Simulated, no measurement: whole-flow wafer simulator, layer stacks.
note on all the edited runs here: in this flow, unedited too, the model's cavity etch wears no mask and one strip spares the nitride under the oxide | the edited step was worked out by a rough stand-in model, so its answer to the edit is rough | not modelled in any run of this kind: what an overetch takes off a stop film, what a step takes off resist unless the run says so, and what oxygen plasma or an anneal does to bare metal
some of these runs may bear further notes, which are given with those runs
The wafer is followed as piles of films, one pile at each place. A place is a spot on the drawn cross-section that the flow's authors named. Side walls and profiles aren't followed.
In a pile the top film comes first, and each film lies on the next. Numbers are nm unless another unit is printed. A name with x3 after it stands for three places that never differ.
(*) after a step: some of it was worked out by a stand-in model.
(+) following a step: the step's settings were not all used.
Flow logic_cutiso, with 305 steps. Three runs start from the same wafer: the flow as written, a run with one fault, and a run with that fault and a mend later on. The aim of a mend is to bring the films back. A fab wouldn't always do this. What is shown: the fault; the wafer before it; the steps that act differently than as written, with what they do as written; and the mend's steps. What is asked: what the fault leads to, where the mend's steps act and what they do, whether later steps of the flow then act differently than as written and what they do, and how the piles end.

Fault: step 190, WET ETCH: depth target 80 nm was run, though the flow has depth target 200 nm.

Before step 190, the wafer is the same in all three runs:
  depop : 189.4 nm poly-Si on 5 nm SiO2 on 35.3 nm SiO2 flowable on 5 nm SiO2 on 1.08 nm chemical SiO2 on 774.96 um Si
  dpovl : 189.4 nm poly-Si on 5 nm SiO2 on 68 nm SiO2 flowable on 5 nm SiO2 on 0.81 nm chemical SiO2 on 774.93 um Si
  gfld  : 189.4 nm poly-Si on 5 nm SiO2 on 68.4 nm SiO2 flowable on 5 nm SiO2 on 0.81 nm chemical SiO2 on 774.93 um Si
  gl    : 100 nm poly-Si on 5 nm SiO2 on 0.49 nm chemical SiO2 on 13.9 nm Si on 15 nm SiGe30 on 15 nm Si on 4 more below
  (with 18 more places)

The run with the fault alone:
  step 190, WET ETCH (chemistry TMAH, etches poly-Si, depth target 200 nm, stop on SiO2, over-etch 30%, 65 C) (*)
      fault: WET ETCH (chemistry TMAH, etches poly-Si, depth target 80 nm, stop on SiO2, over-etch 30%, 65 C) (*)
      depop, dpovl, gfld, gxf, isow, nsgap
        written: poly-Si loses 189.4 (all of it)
        fault: poly-Si loses 80
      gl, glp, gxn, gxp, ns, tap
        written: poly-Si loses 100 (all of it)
        fault: poly-Si loses 80
  Steps further on in the flow that do not act as written:
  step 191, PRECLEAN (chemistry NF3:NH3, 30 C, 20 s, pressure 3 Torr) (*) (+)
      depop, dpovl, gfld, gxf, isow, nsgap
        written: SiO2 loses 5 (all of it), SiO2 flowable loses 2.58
        fault: nothing
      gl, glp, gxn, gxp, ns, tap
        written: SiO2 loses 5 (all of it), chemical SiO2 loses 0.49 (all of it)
        fault: nothing
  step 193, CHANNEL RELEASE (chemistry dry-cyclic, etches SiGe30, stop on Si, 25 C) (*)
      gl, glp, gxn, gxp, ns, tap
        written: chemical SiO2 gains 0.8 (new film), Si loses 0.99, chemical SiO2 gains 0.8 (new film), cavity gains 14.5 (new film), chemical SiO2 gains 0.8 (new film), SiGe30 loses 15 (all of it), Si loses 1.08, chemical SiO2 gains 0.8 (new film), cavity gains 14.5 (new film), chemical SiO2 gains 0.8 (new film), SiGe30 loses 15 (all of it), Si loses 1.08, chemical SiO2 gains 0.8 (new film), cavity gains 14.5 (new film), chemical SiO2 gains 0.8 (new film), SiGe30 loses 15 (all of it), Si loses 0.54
        fault: nothing
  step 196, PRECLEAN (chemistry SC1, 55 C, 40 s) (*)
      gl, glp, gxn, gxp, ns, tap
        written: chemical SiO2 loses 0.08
        fault: chemical SiO2 gains 0.49 (new film), poly-Si loses 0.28
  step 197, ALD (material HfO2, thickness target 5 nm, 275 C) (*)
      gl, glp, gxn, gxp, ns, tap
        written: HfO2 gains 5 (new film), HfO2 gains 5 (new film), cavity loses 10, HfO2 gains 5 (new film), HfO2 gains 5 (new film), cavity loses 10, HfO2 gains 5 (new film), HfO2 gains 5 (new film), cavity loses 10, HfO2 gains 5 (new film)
        fault: HfO2 gains 5 (new film)
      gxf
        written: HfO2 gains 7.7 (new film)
        fault: HfO2 gains 5 (new film)
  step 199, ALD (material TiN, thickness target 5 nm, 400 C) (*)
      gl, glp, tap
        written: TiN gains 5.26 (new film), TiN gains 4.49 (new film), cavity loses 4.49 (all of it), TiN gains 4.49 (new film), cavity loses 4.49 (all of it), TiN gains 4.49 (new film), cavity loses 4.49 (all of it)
        fault: TiN gains 5 (new film)
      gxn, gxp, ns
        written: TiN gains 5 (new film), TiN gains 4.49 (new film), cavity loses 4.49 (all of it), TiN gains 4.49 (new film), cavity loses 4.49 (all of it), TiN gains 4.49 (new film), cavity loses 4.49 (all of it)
        fault: TiN gains 5 (new film)
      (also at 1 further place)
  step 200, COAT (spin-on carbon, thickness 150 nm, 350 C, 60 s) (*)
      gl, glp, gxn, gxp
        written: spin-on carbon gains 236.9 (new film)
        fault: spin-on carbon gains 216.5 (new film)
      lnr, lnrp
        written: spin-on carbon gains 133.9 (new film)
        fault: spin-on carbon gains 138.6 (new film)
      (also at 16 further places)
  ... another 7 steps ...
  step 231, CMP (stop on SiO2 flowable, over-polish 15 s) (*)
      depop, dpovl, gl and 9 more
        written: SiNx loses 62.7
        fault: SiNx loses 92
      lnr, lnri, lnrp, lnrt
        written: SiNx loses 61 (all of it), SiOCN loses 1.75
        fault: SiNx loses 90.3 (all of it), SiOCN loses 1.75
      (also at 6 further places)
  At depop, dpovl, gfld and 9 more, the piles at the end differ from the flow's by more than 2% or 0.5 nm, whichever is larger.
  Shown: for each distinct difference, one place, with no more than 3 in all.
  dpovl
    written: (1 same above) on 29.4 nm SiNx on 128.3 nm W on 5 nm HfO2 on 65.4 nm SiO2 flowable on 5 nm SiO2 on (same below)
    fault: (1 same above) on 29.4 nm SiNx on 11 nm W on 5 nm HfO2 on 0.49 nm chemical SiO2 on 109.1 nm poly-Si on 5 nm SiO2 on 68 nm SiO2 flowable on 5 nm SiO2 on (same below)
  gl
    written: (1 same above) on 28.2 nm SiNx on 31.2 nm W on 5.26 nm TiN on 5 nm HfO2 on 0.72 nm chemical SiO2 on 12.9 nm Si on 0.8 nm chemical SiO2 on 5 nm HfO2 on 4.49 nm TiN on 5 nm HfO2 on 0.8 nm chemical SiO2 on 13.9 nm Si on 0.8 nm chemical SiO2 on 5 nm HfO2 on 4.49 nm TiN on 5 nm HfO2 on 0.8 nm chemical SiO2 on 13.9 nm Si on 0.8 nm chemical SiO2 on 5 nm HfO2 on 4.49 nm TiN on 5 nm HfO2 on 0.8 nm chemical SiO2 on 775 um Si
    fault: (1 same above) on 28.2 nm SiNx on 6 nm W on 5 nm TiN on 5 nm HfO2 on 0.49 nm chemical SiO2 on 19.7 nm poly-Si on 5 nm SiO2 on 0.49 nm chemical SiO2 on 13.9 nm Si on 15 nm SiGe30 on 15 nm Si on 15 nm SiGe30 on 15 nm Si on 15 nm SiGe30 on 775 um Si
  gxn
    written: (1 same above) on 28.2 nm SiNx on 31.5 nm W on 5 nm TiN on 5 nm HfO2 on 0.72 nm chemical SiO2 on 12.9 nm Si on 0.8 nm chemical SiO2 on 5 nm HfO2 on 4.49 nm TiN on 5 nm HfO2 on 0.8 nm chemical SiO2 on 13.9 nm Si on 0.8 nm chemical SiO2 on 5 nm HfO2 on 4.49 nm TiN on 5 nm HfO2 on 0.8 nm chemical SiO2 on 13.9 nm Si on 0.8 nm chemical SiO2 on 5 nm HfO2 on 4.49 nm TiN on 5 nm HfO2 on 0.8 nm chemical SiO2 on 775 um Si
    fault: (1 same above) on 28.2 nm SiNx on 6 nm W on 5 nm TiN on 5 nm HfO2 on 0.49 nm chemical SiO2 on 19.7 nm poly-Si on 5 nm SiO2 on 0.49 nm chemical SiO2 on 13.9 nm Si on 15 nm SiGe30 on 15 nm Si on 15 nm SiGe30 on 15 nm Si on 15 nm SiGe30 on 775 um Si

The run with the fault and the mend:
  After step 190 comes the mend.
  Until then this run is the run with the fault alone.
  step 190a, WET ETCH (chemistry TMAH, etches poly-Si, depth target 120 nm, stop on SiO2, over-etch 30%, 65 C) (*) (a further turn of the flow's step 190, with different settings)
      depop, dpovl, gfld, gxf, isow, nsgap
        poly-Si loses 109.4 (all of it)
      gl, glp, gxn, gxp, ns, tap
        poly-Si loses 20 (all of it)
  Later steps of the flow that are run all act as written at every place that is followed.
  At every place that both follow, the piles at the end match the flow's.
